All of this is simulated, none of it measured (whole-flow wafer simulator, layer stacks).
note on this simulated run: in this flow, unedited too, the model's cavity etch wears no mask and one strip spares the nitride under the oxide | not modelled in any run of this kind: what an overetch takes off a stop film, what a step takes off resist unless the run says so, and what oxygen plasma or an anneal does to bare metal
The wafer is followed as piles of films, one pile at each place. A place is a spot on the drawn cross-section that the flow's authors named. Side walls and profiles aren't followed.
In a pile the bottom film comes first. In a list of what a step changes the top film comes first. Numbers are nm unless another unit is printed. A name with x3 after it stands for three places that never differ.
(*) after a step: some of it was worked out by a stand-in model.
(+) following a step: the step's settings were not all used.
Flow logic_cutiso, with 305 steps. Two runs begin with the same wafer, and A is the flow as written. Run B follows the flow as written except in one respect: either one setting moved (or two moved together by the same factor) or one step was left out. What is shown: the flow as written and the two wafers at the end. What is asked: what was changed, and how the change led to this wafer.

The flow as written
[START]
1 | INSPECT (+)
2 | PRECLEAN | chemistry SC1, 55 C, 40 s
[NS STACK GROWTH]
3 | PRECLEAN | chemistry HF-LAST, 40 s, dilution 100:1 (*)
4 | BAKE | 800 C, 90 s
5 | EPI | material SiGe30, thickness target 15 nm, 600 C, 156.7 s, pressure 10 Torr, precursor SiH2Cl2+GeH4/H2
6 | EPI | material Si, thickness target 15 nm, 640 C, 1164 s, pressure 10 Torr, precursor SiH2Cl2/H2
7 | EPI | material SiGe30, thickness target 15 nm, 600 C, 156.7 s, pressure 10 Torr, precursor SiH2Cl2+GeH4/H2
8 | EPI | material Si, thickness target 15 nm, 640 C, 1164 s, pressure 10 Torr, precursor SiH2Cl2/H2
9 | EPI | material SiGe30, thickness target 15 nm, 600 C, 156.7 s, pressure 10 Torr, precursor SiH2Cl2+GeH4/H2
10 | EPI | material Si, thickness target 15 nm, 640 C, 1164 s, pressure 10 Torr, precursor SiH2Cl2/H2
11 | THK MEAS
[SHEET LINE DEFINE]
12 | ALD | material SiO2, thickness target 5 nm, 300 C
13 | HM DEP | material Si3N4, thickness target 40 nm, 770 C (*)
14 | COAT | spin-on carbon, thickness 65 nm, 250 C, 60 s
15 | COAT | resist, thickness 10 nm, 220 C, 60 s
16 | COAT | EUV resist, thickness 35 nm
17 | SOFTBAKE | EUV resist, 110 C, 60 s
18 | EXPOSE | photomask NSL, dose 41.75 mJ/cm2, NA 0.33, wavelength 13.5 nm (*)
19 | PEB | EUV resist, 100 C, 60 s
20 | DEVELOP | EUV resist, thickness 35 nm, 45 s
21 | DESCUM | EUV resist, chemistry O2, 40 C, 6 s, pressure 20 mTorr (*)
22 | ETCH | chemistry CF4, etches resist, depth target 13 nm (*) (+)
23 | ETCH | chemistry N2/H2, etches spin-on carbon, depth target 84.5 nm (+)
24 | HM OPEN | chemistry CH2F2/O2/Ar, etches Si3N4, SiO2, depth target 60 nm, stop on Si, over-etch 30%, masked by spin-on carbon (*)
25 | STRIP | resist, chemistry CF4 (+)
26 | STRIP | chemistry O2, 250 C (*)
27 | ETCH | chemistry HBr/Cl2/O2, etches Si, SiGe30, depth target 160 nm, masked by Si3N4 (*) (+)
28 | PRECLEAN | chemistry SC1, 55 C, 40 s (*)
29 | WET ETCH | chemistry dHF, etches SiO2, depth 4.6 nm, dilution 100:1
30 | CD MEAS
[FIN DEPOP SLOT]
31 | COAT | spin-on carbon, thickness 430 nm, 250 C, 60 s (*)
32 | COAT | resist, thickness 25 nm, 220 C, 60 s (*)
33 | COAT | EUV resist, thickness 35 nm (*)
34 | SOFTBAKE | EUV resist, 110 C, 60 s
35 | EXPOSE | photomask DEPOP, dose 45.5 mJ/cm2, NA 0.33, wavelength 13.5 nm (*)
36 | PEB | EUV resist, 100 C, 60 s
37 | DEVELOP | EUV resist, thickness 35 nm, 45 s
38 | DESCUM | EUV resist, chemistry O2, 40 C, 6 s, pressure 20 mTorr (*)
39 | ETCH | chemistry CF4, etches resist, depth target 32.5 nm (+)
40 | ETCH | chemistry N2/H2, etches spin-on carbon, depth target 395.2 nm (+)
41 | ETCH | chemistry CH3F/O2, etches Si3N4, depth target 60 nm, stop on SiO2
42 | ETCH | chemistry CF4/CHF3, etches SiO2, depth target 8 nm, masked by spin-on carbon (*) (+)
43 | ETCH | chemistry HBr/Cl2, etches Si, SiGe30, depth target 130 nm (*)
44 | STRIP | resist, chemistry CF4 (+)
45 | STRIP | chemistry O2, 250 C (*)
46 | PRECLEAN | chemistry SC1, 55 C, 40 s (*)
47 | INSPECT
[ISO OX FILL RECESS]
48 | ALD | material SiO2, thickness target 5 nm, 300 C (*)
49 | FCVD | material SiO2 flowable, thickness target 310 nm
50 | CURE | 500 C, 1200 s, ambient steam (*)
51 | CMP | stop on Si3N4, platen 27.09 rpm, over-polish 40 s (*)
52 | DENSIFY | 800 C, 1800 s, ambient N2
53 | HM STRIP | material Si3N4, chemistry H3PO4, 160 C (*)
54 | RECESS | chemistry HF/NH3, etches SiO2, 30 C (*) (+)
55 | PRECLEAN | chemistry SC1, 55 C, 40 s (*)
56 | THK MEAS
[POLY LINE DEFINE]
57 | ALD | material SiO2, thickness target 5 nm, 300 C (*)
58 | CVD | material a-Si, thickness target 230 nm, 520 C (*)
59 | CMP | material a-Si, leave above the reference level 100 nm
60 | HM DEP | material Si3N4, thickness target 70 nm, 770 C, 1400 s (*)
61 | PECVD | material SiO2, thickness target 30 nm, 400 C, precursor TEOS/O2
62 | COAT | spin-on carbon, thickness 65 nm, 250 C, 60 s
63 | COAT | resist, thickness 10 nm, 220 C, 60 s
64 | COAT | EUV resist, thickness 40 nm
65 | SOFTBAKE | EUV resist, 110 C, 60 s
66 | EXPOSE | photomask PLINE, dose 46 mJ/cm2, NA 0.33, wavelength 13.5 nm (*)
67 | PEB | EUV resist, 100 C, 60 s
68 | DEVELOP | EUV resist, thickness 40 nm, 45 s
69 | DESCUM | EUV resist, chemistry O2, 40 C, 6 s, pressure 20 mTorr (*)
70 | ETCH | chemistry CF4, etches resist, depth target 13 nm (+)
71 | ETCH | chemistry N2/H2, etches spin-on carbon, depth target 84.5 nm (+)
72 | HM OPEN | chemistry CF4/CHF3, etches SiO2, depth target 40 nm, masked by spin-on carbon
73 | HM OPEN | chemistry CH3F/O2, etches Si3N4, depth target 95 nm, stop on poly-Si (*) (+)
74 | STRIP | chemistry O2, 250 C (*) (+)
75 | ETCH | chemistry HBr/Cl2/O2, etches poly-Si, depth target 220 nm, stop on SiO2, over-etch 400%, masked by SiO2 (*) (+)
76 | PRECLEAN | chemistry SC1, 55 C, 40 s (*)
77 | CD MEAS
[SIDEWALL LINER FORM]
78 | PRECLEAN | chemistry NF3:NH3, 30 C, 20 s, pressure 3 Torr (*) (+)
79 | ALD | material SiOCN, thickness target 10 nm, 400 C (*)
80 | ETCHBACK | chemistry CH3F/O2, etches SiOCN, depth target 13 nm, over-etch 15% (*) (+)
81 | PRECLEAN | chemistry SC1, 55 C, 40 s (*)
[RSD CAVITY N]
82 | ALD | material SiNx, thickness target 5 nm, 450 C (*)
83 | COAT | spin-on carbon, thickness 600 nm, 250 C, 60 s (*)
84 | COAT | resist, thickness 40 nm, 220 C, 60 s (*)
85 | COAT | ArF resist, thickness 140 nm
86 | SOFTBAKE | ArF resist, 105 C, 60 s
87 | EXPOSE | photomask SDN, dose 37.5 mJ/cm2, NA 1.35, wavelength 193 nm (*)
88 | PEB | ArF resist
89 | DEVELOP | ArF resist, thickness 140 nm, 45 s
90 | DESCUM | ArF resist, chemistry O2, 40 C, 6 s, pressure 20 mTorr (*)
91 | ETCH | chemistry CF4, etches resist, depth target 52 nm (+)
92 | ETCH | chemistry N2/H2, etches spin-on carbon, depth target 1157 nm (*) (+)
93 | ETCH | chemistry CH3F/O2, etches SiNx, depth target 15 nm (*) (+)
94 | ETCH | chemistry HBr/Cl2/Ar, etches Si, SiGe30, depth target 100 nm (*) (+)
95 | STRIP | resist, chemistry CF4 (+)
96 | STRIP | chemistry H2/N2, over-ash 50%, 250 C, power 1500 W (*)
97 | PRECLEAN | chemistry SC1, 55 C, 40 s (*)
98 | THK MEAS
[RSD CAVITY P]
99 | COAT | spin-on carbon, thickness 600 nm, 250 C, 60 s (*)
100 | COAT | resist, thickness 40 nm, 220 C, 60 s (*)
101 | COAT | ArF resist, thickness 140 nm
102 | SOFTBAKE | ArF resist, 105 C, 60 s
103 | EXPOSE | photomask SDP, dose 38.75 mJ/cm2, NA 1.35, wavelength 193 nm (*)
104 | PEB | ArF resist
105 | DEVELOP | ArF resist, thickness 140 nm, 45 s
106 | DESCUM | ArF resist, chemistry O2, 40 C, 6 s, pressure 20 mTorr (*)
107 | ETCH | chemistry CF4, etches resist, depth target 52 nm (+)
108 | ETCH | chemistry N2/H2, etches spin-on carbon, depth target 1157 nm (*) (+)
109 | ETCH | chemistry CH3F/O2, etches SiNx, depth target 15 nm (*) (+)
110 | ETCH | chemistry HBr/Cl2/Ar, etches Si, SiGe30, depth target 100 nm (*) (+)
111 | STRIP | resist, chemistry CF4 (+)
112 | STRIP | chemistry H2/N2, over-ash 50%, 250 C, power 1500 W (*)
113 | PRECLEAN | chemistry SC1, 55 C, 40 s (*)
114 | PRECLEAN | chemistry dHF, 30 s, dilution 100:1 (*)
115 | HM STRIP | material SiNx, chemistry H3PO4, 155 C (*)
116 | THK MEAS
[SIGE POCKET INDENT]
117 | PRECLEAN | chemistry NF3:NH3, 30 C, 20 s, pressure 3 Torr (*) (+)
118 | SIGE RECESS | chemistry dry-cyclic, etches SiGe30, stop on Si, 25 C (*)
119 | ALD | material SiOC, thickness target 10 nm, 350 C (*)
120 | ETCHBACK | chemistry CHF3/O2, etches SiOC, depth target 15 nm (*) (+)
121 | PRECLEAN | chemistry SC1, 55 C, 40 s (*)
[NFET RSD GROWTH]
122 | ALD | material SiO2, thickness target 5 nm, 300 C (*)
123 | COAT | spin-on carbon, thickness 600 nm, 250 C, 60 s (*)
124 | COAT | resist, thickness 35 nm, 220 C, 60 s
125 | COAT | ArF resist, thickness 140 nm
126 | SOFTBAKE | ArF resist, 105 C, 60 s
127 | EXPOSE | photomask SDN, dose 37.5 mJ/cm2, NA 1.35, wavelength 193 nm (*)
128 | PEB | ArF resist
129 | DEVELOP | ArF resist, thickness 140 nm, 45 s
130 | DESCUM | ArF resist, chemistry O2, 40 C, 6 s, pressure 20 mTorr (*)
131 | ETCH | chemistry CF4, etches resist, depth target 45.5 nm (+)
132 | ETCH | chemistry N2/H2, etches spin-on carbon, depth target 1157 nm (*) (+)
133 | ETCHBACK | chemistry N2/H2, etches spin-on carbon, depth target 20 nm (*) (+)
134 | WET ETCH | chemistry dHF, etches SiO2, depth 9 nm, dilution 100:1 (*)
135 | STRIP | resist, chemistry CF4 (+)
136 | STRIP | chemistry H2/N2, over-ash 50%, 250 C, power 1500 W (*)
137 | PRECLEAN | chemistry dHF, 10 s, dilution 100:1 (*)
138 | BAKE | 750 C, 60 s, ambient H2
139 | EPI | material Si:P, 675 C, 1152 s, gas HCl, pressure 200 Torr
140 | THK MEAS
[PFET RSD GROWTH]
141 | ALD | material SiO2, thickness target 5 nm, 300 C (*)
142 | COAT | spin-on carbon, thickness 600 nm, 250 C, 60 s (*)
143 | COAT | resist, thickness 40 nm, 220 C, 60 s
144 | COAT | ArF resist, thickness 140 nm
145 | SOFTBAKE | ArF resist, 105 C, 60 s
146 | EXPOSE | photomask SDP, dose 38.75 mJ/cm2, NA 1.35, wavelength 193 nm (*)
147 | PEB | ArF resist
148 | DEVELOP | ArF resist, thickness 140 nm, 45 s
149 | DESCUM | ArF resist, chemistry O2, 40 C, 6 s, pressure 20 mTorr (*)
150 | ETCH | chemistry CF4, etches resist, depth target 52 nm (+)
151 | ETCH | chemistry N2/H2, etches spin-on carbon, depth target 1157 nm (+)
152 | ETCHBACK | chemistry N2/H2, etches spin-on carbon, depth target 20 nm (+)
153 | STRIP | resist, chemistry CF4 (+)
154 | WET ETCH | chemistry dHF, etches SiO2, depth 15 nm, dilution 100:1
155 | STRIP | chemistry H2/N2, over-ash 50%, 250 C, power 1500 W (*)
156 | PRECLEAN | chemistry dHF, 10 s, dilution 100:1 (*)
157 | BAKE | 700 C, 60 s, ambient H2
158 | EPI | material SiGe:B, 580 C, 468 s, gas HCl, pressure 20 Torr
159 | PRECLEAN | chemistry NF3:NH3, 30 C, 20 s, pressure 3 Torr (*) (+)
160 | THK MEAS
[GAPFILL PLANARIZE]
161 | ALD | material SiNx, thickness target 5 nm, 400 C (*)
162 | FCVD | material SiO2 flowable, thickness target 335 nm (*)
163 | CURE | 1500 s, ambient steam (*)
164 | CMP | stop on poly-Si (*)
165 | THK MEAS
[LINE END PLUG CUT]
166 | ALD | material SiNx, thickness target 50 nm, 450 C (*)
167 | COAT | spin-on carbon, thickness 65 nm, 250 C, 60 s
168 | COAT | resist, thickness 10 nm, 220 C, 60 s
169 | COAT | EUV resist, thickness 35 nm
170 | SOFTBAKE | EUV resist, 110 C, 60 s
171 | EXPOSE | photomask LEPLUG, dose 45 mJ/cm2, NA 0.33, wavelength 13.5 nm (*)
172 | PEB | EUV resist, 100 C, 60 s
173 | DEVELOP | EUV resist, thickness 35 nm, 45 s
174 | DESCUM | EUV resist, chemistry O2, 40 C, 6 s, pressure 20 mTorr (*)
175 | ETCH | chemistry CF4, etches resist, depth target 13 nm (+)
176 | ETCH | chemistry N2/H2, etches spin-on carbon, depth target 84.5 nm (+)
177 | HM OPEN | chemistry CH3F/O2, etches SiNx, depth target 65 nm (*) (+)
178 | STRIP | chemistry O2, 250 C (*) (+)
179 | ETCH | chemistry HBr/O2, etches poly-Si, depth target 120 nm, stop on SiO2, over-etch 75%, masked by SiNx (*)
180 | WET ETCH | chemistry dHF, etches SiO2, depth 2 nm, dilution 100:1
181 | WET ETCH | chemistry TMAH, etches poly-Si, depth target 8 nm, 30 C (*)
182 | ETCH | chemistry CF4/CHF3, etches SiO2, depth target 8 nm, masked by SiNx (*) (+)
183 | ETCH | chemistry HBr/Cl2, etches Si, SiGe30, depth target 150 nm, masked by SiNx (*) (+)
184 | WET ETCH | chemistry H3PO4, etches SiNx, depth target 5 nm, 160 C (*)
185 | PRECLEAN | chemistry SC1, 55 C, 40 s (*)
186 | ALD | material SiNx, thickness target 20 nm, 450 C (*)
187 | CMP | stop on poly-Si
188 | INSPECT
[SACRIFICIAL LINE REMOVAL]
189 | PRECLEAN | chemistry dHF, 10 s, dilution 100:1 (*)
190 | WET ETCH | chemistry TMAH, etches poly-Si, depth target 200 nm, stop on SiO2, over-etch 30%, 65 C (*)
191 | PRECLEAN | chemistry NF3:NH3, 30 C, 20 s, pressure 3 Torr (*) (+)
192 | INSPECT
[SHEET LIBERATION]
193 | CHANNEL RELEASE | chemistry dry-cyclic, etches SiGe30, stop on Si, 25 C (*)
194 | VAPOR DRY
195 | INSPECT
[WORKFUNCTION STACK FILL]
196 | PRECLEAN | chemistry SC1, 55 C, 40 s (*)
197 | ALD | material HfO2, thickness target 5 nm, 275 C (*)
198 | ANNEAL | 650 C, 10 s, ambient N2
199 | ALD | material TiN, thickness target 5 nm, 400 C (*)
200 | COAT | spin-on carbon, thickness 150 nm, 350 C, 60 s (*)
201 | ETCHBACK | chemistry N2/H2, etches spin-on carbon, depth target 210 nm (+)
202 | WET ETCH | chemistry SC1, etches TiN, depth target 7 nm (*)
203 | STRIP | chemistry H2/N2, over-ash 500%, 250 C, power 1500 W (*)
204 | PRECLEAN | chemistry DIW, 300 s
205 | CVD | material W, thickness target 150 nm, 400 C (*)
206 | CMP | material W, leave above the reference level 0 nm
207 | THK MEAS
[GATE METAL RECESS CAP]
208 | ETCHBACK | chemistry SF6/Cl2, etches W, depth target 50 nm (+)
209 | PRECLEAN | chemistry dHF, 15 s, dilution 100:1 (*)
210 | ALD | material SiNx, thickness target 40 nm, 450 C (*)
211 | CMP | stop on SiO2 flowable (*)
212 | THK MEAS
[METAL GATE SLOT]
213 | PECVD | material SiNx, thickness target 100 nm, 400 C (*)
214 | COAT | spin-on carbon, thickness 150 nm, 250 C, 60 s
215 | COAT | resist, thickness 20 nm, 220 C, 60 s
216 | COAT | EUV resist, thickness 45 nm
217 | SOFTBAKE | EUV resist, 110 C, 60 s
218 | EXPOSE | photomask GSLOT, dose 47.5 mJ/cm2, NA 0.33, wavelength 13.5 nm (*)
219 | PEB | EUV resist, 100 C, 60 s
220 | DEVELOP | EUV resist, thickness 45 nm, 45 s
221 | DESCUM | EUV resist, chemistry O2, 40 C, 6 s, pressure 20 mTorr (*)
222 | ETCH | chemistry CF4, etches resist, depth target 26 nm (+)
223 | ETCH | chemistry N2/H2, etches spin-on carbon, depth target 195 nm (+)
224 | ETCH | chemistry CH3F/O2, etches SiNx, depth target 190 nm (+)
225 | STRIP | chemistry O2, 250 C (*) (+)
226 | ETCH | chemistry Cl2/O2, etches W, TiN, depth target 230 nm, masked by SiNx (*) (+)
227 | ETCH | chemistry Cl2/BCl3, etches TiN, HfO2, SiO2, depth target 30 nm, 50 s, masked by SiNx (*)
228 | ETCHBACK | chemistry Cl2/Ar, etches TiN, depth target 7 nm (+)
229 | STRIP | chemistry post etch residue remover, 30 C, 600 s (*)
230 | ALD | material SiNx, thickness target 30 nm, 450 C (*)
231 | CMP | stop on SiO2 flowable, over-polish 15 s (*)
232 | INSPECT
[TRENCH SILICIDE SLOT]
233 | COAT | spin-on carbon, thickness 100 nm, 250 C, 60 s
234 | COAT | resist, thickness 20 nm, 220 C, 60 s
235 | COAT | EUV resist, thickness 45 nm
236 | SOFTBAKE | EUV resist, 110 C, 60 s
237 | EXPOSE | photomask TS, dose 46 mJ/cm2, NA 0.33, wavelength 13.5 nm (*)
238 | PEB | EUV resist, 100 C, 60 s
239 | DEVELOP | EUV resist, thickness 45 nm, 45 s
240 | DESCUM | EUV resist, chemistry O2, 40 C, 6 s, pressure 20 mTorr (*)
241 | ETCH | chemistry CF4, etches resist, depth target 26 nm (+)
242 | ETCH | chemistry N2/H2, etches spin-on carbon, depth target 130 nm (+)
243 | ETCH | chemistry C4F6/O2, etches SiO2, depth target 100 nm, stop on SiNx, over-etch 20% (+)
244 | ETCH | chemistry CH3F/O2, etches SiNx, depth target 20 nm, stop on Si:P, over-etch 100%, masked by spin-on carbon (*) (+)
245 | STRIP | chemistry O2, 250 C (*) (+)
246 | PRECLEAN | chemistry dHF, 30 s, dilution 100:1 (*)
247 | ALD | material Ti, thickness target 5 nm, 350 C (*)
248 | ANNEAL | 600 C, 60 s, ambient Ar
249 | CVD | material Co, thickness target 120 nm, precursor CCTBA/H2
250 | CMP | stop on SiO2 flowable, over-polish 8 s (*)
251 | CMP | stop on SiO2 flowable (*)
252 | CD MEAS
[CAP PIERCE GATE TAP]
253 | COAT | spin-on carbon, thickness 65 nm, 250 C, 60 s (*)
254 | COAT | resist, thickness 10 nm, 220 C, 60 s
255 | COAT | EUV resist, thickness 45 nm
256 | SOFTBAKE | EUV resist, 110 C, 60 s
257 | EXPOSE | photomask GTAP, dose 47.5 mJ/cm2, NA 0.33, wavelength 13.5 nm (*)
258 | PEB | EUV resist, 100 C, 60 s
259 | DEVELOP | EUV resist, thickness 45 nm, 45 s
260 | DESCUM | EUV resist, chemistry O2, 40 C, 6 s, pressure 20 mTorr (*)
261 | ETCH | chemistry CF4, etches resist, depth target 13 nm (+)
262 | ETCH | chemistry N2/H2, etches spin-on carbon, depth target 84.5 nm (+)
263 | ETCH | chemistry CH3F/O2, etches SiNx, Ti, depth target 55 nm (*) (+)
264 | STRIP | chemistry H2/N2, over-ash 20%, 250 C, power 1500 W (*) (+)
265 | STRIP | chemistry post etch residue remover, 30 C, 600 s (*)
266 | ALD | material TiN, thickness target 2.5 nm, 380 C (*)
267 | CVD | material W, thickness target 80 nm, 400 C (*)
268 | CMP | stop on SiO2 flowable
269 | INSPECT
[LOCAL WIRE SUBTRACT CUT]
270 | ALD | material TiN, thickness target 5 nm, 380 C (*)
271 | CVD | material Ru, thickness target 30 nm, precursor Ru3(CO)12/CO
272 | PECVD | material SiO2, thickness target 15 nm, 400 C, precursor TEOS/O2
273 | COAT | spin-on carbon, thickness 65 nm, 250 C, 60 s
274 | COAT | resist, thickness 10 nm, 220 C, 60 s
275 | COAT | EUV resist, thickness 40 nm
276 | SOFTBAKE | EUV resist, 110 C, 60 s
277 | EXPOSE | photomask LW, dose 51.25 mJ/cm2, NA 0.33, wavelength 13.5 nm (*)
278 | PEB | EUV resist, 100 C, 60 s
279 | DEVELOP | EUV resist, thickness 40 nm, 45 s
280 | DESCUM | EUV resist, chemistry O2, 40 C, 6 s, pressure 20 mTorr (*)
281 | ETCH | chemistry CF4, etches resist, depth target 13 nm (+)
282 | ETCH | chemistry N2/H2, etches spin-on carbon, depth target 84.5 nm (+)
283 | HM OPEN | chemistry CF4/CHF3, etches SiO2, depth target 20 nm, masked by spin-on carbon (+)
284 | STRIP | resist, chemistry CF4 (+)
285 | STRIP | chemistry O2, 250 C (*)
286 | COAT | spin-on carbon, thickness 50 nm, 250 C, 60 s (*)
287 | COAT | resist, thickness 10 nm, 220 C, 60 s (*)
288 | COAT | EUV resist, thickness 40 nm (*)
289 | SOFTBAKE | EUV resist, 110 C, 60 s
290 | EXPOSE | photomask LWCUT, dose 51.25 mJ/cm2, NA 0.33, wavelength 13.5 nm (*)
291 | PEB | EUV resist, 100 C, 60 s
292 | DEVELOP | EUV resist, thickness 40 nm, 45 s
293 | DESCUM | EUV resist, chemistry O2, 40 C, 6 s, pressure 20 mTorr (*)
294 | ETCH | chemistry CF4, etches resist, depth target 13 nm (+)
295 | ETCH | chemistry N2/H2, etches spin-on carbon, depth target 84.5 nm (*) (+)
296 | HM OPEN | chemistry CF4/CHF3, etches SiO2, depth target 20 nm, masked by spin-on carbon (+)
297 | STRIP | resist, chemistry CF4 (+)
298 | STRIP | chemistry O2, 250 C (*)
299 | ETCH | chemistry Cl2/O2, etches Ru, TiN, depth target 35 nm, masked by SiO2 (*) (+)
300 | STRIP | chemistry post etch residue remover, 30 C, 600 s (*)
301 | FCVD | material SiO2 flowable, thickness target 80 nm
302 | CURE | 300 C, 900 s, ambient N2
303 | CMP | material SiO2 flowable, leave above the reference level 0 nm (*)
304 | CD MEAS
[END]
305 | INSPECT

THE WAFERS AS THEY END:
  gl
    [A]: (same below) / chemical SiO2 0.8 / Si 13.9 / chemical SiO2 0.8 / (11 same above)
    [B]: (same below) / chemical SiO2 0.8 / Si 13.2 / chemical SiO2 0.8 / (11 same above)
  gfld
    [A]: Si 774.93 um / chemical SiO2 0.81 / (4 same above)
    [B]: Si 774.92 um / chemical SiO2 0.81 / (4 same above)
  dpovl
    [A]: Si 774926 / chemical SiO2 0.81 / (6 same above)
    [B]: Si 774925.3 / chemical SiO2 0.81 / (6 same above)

Cause: step 8, EPI: 1106 s was run, though the flow has 1164 s.

Step by step, how the change led to this:
  8 | EPI | material Si, thickness target 15 nm, 640 C, 1164 s, pressure 10 Torr, precursor SiH2Cl2/H2
      depop, dpovl, gfld and 19 more: A +15 Si (new film) | B +14.3 Si (new film)
  27 | ETCH | chemistry HBr/Cl2/O2, etches Si, SiGe30, depth target 160 nm, masked by Si3N4 (*) (+)
      gfld, gxf, iso, lnri: A -0.79 chemical SiO2 (all of it), -11.4 Si (all of it), -15 SiGe30 (all of it), -15 Si (all of it), -15 SiGe30 (all of it), -15 Si (all of it), -15 SiGe30 (all of it), -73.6 Si | B -0.79 chemical SiO2 (all of it), -11.4 Si (all of it), -15 SiGe30 (all of it), -14.3 Si (all of it), -15 SiGe30 (all of it), -15 Si (all of it), -15 SiGe30 (all of it), -74.4 Si
      dpovl, nsgap: A -0.79 chemical SiO2 (all of it), -11.8 Si (all of it), -15 SiGe30 (all of it), -15 Si (all of it), -15 SiGe30 (all of it), -15 Si (all of it), -15 SiGe30 (all of it), -73.2 Si | B -0.79 chemical SiO2 (all of it), -11.8 Si (all of it), -15 SiGe30 (all of it), -14.3 Si (all of it), -15 SiGe30 (all of it), -15 Si (all of it), -15 SiGe30 (all of it), -74 Si
      (also at 1 further place)
  43 | ETCH | chemistry HBr/Cl2, etches Si, SiGe30, depth target 130 nm (*)
      depop: A -14 Si (all of it), -15 SiGe30 (all of it), -15 Si (all of it), -15 SiGe30 (all of it), -15 Si (all of it), -15 SiGe30 (all of it), -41 Si | B -14 Si (all of it), -15 SiGe30 (all of it), -14.3 Si (all of it), -15 SiGe30 (all of it), -15 Si (all of it), -15 SiGe30 (all of it), -41.7 Si
  94 | ETCH | chemistry HBr/Cl2/Ar, etches Si, SiGe30, depth target 100 nm (*) (+)
      rsdn, rsdx: A -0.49 chemical SiO2 (all of it), -12.8 Si (all of it), -15 SiGe30 (all of it), -15 Si (all of it), -15 SiGe30 (all of it), -15 Si (all of it), -15 SiGe30 (all of it), -12.2 Si | B -0.49 chemical SiO2 (all of it), -12.8 Si (all of it), -15 SiGe30 (all of it), -14.3 Si (all of it), -15 SiGe30 (all of it), -15 Si (all of it), -15 SiGe30 (all of it), -12.9 Si
  110 | ETCH | chemistry HBr/Cl2/Ar, etches Si, SiGe30, depth target 100 nm (*) (+)
      rsdp, rsdw: A -0.49 chemical SiO2 (all of it), -12.8 Si (all of it), -15 SiGe30 (all of it), -15 Si (all of it), -15 SiGe30 (all of it), -15 Si (all of it), -15 SiGe30 (all of it), -12.2 Si | B -0.49 chemical SiO2 (all of it), -12.8 Si (all of it), -15 SiGe30 (all of it), -14.3 Si (all of it), -15 SiGe30 (all of it), -15 Si (all of it), -15 SiGe30 (all of it), -12.9 Si
  183 | ETCH | chemistry HBr/Cl2, etches Si, SiGe30, depth target 150 nm, masked by SiNx (*) (+)
      plug: A -13.6 Si (all of it), -15 SiGe30 (all of it), -15 Si (all of it), -15 SiGe30 (all of it), -15 Si (all of it), -15 SiGe30 (all of it), -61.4 Si | B -13.6 Si (all of it), -15 SiGe30 (all of it), -14.3 Si (all of it), -15 SiGe30 (all of it), -15 Si (all of it), -15 SiGe30 (all of it), -62.2 Si
